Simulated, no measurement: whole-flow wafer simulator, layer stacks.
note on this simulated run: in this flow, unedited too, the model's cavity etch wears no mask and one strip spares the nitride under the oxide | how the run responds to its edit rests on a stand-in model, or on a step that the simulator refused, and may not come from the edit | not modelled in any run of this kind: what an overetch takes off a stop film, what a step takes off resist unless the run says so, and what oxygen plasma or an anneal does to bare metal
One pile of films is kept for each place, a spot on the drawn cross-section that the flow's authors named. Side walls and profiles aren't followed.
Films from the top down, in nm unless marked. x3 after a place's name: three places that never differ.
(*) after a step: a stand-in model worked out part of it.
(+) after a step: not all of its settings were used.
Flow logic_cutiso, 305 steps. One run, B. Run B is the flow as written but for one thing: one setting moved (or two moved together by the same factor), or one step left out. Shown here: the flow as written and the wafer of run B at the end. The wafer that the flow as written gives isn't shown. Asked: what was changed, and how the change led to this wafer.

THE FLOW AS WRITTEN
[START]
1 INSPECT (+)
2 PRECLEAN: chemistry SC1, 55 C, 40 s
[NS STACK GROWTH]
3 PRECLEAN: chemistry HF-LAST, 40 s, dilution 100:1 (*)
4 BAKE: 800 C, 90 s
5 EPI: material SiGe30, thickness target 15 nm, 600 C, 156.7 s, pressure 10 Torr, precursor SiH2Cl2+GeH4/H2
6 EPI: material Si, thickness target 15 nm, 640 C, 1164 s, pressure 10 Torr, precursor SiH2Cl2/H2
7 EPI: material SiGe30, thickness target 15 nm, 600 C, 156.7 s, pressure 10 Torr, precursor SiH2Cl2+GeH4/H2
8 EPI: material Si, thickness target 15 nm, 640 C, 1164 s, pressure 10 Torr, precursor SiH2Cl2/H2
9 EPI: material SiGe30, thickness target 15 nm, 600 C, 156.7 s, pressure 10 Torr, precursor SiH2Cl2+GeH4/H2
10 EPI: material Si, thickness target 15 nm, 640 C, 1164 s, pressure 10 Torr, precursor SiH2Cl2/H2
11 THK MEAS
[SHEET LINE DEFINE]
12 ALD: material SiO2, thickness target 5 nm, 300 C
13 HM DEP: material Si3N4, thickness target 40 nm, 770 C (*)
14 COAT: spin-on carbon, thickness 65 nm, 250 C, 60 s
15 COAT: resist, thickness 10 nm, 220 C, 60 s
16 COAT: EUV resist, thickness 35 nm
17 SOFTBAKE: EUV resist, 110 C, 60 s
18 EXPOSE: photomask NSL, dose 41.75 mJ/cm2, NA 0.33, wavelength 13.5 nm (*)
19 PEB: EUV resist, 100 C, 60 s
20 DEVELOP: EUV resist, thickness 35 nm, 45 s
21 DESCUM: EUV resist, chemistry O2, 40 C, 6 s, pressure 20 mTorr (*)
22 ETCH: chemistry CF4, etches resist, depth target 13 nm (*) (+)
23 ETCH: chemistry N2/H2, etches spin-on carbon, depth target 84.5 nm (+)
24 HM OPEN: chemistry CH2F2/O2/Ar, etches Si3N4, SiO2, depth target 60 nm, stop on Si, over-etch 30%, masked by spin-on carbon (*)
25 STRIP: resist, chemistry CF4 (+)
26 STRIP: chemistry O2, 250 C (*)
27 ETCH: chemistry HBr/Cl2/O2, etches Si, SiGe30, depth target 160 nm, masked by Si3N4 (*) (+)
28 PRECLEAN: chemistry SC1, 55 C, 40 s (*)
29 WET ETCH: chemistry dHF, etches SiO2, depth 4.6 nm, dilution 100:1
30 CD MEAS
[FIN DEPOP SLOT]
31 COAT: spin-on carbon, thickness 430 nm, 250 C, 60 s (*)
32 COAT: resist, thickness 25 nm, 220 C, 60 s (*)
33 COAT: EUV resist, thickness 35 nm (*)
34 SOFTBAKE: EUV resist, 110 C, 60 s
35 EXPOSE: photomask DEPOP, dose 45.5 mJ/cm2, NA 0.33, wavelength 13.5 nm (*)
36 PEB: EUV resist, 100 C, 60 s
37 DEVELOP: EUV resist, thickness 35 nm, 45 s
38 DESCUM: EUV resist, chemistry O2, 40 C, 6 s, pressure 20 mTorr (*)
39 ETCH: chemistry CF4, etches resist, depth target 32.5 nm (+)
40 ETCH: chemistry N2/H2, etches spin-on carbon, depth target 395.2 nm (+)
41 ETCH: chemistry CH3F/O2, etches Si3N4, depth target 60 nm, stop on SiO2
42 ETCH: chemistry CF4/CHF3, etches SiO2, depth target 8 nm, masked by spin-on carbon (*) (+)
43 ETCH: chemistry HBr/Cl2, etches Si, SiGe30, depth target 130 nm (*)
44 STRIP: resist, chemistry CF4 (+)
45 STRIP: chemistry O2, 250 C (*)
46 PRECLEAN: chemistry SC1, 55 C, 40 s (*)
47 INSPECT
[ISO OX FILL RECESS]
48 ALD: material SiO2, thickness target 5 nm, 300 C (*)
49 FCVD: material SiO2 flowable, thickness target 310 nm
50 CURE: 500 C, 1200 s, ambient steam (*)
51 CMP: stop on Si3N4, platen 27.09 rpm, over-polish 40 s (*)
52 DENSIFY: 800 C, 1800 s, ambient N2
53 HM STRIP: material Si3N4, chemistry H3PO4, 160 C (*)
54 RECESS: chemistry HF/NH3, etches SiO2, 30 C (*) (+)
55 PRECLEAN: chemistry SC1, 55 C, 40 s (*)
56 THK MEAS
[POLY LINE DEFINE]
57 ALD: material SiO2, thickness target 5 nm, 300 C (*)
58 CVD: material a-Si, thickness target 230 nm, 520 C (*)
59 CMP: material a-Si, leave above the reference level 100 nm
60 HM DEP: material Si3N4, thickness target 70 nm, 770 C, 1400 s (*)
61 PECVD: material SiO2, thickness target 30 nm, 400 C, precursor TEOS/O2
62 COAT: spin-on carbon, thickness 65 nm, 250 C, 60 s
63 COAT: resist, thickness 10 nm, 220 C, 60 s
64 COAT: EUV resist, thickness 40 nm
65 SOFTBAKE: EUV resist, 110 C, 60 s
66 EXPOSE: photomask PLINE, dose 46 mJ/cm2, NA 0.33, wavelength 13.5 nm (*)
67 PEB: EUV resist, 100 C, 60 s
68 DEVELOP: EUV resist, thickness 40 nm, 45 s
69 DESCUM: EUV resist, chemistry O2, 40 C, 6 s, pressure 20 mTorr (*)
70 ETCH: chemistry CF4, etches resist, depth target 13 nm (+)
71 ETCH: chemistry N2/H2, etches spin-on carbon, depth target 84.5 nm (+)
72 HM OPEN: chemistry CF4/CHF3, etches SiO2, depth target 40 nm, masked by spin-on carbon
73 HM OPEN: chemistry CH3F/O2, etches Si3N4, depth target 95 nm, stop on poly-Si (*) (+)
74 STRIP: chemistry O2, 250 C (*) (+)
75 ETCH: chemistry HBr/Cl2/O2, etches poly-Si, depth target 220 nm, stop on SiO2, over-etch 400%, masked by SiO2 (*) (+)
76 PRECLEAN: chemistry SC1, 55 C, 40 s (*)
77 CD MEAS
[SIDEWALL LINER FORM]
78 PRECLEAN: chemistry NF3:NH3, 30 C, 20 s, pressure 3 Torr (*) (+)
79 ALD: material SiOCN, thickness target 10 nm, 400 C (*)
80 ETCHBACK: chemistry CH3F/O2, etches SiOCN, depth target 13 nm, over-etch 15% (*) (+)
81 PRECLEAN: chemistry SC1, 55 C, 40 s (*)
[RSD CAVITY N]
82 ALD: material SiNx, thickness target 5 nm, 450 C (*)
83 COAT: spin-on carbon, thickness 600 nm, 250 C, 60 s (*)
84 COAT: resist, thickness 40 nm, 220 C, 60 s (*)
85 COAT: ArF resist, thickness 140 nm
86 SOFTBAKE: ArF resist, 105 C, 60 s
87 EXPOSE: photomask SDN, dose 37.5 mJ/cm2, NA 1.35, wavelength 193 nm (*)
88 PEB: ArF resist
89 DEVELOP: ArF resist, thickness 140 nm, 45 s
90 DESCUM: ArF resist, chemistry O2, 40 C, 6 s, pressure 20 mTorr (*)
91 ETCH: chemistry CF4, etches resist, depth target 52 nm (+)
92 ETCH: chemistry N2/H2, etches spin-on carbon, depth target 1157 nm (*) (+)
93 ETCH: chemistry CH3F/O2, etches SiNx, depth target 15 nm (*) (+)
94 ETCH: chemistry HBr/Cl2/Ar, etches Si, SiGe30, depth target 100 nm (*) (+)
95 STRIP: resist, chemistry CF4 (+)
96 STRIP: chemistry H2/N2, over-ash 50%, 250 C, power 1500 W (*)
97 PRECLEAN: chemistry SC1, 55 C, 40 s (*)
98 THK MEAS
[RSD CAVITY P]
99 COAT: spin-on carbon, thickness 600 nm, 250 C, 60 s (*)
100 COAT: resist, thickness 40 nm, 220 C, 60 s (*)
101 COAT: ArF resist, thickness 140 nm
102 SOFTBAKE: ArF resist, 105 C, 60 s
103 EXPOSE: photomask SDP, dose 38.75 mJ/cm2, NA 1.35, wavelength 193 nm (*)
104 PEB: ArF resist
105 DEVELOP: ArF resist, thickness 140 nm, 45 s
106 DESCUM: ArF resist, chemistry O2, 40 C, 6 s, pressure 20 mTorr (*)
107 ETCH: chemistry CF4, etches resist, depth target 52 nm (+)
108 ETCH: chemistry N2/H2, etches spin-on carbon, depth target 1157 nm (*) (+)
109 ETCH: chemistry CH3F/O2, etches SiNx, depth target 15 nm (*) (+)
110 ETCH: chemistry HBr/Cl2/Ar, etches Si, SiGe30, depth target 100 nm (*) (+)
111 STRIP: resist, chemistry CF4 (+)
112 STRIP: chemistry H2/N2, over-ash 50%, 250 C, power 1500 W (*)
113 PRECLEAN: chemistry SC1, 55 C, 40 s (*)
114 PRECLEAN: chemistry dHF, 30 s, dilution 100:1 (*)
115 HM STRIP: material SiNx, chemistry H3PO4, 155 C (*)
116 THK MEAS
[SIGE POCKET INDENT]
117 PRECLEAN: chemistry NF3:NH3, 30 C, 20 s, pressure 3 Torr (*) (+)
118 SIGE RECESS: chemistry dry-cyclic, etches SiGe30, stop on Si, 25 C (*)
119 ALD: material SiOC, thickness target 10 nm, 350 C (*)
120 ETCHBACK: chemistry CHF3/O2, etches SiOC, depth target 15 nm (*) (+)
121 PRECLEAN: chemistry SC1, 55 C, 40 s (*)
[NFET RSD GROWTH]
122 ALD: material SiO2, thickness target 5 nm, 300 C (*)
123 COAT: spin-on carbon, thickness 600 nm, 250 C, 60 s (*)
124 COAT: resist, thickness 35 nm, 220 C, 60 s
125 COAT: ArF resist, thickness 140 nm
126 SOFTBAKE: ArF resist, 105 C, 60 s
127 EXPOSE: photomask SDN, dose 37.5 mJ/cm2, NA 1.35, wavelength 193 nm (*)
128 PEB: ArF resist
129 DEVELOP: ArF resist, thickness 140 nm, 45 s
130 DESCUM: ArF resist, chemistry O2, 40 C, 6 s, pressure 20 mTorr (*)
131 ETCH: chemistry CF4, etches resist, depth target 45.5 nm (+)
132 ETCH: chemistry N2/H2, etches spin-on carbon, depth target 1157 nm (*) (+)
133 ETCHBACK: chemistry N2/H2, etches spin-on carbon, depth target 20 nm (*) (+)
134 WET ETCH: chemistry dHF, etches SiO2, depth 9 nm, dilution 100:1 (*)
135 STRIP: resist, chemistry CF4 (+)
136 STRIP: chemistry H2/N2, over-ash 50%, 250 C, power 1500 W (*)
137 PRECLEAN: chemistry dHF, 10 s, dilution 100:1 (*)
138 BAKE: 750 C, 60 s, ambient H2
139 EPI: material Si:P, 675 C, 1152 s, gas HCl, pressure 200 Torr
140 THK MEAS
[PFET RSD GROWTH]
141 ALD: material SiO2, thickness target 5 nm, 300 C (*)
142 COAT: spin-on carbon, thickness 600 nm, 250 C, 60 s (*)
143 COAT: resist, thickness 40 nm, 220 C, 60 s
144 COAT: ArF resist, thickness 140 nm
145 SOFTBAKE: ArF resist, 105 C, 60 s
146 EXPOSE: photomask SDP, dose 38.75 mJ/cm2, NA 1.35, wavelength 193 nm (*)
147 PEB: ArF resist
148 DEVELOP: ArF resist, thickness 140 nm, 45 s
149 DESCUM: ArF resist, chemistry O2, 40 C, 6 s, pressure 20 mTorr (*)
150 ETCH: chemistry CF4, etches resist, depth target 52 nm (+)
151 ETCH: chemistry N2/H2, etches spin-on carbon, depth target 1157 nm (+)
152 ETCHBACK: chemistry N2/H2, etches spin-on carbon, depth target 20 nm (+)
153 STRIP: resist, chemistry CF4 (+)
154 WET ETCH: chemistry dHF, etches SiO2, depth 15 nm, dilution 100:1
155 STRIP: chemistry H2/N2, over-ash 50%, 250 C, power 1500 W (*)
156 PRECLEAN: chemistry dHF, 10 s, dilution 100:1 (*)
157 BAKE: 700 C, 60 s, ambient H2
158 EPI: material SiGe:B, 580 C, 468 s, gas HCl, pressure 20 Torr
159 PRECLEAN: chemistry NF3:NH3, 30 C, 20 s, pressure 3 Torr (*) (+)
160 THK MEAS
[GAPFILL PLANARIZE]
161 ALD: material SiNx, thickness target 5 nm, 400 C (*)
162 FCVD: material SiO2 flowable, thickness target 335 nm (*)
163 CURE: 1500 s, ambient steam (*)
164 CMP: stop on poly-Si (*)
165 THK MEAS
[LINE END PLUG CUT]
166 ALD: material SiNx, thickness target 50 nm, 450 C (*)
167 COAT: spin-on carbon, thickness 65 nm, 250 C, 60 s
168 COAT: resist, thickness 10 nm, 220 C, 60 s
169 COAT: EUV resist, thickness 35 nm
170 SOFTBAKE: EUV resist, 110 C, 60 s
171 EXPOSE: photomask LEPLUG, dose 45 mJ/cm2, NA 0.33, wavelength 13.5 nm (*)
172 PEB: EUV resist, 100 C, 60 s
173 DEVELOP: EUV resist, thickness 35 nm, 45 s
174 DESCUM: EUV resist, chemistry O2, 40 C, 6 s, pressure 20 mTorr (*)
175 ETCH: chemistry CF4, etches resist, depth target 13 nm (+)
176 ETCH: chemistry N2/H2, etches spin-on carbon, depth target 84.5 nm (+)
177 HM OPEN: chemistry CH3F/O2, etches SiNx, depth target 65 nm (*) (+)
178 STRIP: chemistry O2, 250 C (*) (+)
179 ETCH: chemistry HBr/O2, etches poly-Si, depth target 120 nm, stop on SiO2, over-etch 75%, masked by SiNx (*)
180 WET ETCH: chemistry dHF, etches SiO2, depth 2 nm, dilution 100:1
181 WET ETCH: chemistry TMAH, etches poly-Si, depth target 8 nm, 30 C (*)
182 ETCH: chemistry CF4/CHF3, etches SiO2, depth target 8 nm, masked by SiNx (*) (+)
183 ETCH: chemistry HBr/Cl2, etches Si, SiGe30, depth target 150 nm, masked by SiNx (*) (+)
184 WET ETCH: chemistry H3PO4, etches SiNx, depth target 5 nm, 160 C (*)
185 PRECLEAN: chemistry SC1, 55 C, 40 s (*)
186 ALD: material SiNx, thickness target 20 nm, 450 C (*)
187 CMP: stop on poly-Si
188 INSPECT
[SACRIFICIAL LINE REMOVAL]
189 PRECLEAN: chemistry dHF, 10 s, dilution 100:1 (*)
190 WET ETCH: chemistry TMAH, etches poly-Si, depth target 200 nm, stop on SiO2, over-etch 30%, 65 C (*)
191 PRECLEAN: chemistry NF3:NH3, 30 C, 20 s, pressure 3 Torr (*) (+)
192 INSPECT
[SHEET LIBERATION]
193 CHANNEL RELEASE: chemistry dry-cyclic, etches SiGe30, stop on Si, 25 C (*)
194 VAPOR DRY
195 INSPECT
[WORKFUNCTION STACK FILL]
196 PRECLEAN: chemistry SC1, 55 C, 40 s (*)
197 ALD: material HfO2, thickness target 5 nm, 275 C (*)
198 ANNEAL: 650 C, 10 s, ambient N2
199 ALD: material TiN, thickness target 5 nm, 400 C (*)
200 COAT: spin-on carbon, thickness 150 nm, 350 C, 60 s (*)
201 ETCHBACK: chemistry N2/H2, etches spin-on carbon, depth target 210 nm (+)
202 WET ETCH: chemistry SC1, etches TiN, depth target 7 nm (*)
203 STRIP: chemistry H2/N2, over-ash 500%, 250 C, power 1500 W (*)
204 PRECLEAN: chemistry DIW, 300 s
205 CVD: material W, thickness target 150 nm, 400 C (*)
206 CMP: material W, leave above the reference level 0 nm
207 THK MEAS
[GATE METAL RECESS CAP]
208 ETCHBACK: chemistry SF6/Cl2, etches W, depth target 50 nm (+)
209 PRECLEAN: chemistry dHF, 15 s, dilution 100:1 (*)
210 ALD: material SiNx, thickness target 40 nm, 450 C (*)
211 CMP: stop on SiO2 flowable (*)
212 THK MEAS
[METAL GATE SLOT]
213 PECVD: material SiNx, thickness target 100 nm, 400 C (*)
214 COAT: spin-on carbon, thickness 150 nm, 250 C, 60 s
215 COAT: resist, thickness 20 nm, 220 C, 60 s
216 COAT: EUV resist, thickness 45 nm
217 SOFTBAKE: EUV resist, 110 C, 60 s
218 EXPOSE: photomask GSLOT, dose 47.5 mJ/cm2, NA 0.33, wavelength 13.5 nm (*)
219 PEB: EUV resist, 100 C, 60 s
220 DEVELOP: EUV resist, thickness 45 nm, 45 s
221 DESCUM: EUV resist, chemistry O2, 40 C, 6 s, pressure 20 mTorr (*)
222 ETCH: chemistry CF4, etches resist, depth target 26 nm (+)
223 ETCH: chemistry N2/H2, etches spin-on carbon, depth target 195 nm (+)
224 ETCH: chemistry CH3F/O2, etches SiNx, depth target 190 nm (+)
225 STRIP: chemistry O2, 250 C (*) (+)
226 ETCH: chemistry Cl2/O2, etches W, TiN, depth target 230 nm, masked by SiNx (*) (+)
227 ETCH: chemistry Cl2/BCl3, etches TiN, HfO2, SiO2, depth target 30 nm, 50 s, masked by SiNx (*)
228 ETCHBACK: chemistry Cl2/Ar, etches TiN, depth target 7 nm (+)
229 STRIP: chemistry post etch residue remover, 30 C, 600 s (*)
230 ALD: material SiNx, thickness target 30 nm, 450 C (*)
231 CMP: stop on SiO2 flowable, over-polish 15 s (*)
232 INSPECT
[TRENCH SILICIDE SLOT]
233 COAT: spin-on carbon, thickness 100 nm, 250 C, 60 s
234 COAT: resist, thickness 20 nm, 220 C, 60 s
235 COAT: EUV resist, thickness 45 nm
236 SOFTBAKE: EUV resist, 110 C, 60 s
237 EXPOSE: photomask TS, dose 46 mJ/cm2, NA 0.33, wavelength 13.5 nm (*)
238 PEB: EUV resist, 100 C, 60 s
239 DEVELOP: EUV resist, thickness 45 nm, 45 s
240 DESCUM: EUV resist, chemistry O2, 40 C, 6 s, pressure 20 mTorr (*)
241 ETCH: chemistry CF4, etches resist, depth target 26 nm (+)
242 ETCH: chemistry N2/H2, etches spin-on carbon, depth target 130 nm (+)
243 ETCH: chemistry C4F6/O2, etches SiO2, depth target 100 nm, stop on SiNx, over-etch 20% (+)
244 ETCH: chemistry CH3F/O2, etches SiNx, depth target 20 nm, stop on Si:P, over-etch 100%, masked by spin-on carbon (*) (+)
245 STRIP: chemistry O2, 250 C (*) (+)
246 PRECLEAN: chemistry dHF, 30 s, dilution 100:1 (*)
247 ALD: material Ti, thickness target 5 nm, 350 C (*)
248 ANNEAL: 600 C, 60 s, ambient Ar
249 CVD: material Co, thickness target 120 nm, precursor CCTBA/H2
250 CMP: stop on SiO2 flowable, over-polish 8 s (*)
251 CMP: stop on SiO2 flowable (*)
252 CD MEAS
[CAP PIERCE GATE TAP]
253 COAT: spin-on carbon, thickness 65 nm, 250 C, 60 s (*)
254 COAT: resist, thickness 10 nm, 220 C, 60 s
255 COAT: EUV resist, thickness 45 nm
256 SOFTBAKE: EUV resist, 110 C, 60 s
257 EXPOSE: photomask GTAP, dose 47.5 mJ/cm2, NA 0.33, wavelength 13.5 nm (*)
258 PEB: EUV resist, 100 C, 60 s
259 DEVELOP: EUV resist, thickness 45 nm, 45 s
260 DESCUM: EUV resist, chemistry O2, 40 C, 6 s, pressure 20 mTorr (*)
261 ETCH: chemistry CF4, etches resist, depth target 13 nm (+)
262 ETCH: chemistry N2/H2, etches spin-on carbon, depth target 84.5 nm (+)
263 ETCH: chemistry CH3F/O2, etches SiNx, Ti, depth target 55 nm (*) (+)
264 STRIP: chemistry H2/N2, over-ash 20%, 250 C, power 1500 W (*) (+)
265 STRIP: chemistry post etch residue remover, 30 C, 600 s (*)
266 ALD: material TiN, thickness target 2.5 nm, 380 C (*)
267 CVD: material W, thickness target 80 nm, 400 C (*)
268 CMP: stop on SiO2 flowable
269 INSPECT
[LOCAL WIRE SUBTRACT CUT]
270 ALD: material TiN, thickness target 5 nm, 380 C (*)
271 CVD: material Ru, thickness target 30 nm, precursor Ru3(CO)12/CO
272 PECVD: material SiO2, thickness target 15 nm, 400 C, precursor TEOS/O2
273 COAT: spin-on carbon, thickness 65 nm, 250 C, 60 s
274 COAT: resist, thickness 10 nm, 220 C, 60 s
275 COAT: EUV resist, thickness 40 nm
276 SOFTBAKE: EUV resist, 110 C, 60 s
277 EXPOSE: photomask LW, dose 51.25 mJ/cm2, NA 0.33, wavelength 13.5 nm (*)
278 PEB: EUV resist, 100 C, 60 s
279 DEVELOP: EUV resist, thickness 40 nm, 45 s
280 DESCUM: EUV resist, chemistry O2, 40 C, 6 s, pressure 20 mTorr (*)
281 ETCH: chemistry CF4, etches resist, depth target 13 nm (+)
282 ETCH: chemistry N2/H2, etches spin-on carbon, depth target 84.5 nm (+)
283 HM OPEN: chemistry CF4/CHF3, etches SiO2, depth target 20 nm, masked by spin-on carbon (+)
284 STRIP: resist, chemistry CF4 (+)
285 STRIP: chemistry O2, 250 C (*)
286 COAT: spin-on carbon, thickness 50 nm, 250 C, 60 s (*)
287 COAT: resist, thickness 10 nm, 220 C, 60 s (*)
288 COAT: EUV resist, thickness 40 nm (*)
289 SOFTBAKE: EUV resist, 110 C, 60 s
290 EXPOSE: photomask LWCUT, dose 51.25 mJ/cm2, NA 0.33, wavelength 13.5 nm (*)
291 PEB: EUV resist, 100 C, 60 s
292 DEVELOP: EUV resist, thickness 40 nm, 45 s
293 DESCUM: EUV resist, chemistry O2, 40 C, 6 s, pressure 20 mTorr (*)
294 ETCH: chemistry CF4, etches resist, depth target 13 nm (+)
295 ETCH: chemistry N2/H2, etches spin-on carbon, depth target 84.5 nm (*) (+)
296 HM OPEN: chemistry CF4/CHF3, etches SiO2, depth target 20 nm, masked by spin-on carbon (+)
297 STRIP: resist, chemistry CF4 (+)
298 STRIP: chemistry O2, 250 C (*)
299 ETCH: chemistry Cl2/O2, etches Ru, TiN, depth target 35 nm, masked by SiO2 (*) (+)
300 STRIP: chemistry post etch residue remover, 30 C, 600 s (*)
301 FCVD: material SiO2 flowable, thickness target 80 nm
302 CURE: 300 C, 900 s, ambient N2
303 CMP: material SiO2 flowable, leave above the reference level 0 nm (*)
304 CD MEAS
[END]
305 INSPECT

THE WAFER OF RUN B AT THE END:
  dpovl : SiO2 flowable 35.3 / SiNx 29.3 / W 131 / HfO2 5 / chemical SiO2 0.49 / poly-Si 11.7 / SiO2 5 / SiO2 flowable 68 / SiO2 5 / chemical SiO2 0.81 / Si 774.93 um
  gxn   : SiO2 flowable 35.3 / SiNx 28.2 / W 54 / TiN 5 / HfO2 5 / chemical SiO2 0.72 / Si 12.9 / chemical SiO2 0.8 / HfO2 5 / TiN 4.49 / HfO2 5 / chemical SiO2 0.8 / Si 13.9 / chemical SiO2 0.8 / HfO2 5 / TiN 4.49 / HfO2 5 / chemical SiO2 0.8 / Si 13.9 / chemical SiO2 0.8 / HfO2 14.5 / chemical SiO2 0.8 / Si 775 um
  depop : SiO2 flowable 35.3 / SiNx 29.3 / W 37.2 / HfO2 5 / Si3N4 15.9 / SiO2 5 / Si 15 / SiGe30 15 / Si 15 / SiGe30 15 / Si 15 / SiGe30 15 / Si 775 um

The cause: step 41, ETCH: chemistry CH3F/O2, etches Si3N4, depth target 60 nm, stop on SiO2, was left out.

How the change led to this, step by step:
  42 ETCH: chemistry CF4/CHF3, etches SiO2, depth target 8 nm, masked by spin-on carbon (*) (+)
      gfld, lnri: nothing (as written it would be: resist -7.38)
      depop: nothing (as written it would be: SiO2 -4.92 (all of it), Si -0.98)
      (and at 19 more places)
  43 ETCH: chemistry HBr/Cl2, etches Si, SiGe30, depth target 130 nm (*)
      isow, ns, nsgap: resist -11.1 (all of it), spin-on carbon -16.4 (as written it would be: spin-on carbon -32)
      glp, tap: resist -10.4 (all of it), spin-on carbon -17.4 (as written it would be: spin-on carbon -32)
      (and at 16 more places)
  44 STRIP: resist, chemistry CF4 (+)
      depop: Si3N4 -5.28 (as written it would be: nothing)
  45 STRIP: chemistry O2, 250 C (*)
      depop: nothing (as written it would be: chemical SiO2 +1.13 (new film), Si -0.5)
      gfld, lnri: chemical SiO2 +0.82 (new film), spin-on carbon -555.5 (all of it), Si -0.36 (as written it would be: chemical SiO2 +0.82 (new film), spin-on carbon -538.7 (all of it), Si -0.36)
      (and at 19 more places)
  49 FCVD: material SiO2 flowable, thickness target 310 nm
      dpovl, nsgap: SiO2 flowable +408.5 (new film) (as written it would be: SiO2 flowable +392.6 (new film))
      depop: SiO2 flowable +223.4 (new film) (as written it would be: SiO2 flowable +359.9 (new film))
      (and at 2 more places)
  51 CMP: stop on Si3N4, platen 27.09 rpm, over-polish 40 s (*)
      depop: SiO2 flowable -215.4 (all of it), SiO2 -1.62 (as written it would be: SiO2 flowable -200.5)
      dpovl: SiO2 flowable -222.2 (as written it would be: SiO2 flowable -200.4)
      (and at 3 more places)
  52 DENSIFY: 800 C, 1800 s, ambient N2
      depop: nothing (as written it would be: SiO2 flowable -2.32)
      dpovl: SiO2 flowable -2.13 (as written it would be: SiO2 flowable -2.82)
  53 HM STRIP: material Si3N4, chemistry H3PO4, 160 C (*)
      depop: SiO2 -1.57 (as written it would be: SiO2 flowable -1.82)
  54 RECESS: chemistry HF/NH3, etches SiO2, 30 C (*) (+)
      depop: SiO2 -1.81 (all of it) (as written it would be: SiO2 flowable -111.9)
      dpovl: SiO2 flowable -106.2 (as written it would be: SiO2 flowable -111.5)
      (and at 1 more place)
  58 CVD: material a-Si, thickness target 230 nm, 520 C (*)
      depop: a-Si +230 (new film) (as written it would be: a-Si +319.4 (new film))
  59 CMP: material a-Si, leave above the reference level 100 nm
      dpovl, gl, glp and 14 more: a-Si -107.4 (as written it would be: a-Si -130)
      gfld, gxf, iso, lnri: a-Si -87.4 (as written it would be: a-Si -109.9)
  60 HM DEP: material Si3N4, thickness target 70 nm, 770 C, 1400 s (*)
      gl, glp, gxn and 11 more: Si3N4 +70 (new film), poly-Si +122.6 (new film), a-Si -122.6 (all of it) (as written it would be: Si3N4 +70 (new film), poly-Si +100 (new film), a-Si -100 (all of it))
      dpovl, gfld, gxf, iso, isow, lnri, nsgap: Si3N4 +70 (new film), poly-Si +212 (new film), a-Si -212 (all of it) (as written it would be: Si3N4 +70 (new film), poly-Si +189.4 (new film), a-Si -189.4 (all of it))
      (and at 1 more place)
  75 ETCH: chemistry HBr/Cl2/O2, etches poly-Si, depth target 220 nm, stop on SiO2, over-etch 400%, masked by SiO2 (*) (+)
      depop, dpovl, gfld and 10 more: SiO2 -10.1 (as written it would be: SiO2 -9.58)
      lnr, lnrp, lnrt, rsdn, rsdp, rsdw, rsdx: chemical SiO2 -0.79 (all of it), poly-Si -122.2 (all of it), SiO2 -5 (all of it) (as written it would be: chemical SiO2 -0.79 (all of it), poly-Si -99.7 (all of it), SiO2 -5 (all of it))
      (and at 2 more places)
  80 ETCHBACK: chemistry CH3F/O2, etches SiOCN, depth target 13 nm, over-etch 15% (*) (+)
      lnr, lnrp, lnrt: SiOCN +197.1 (as written it would be: SiOCN +175.1)
      lnri: SiOCN +293.8 (as written it would be: SiOCN +271.9)
  83 COAT: spin-on carbon, thickness 600 nm, 250 C, 60 s (*)
      rsdn, rsdp, rsdw, rsdx: spin-on carbon +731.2 (new film) (as written it would be: spin-on carbon +716.5 (new film))
  92 ETCH: chemistry N2/H2, etches spin-on carbon, depth target 1157 nm (*) (+)
      rsdn, rsdx: spin-on carbon -725.2 (all of it), SiNx -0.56 (as written it would be: spin-on carbon -710.5 (all of it), SiNx -0.84)
  ... 30 more steps ...
  249 CVD: material Co, thickness target 120 nm, precursor CCTBA/H2
      rsdp, rsdw: Co +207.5 (new film) (as written it would be: Co +186 (new film))
      rsdn: Co +209.4 (new film) (as written it would be: Co +187.9 (new film))
Counting metal films that touch as one body, gxn has 3 bodies (between them, from the top down: HfO2 5 / chemical SiO2 0.72 / Si 12.9 / chemical SiO2 0.8 / HfO2 5; HfO2 5 / chemical SiO2 0.8 / Si 13.9 / chemical SiO2 0.8 / HfO2 5); the flow as written gives 4 bodies (between them, from the top down: HfO2 5 / chemical SiO2 0.72 / Si 12.9 / chemical SiO2 0.8 / HfO2 5; HfO2 5 / chemical SiO2 0.8 / Si 13.9 / chemical SiO2 0.8 / HfO2 5; HfO2 5 / chemical SiO2 0.8 / Si 13.9 / chemical SiO2 0.8 / HfO2 5).
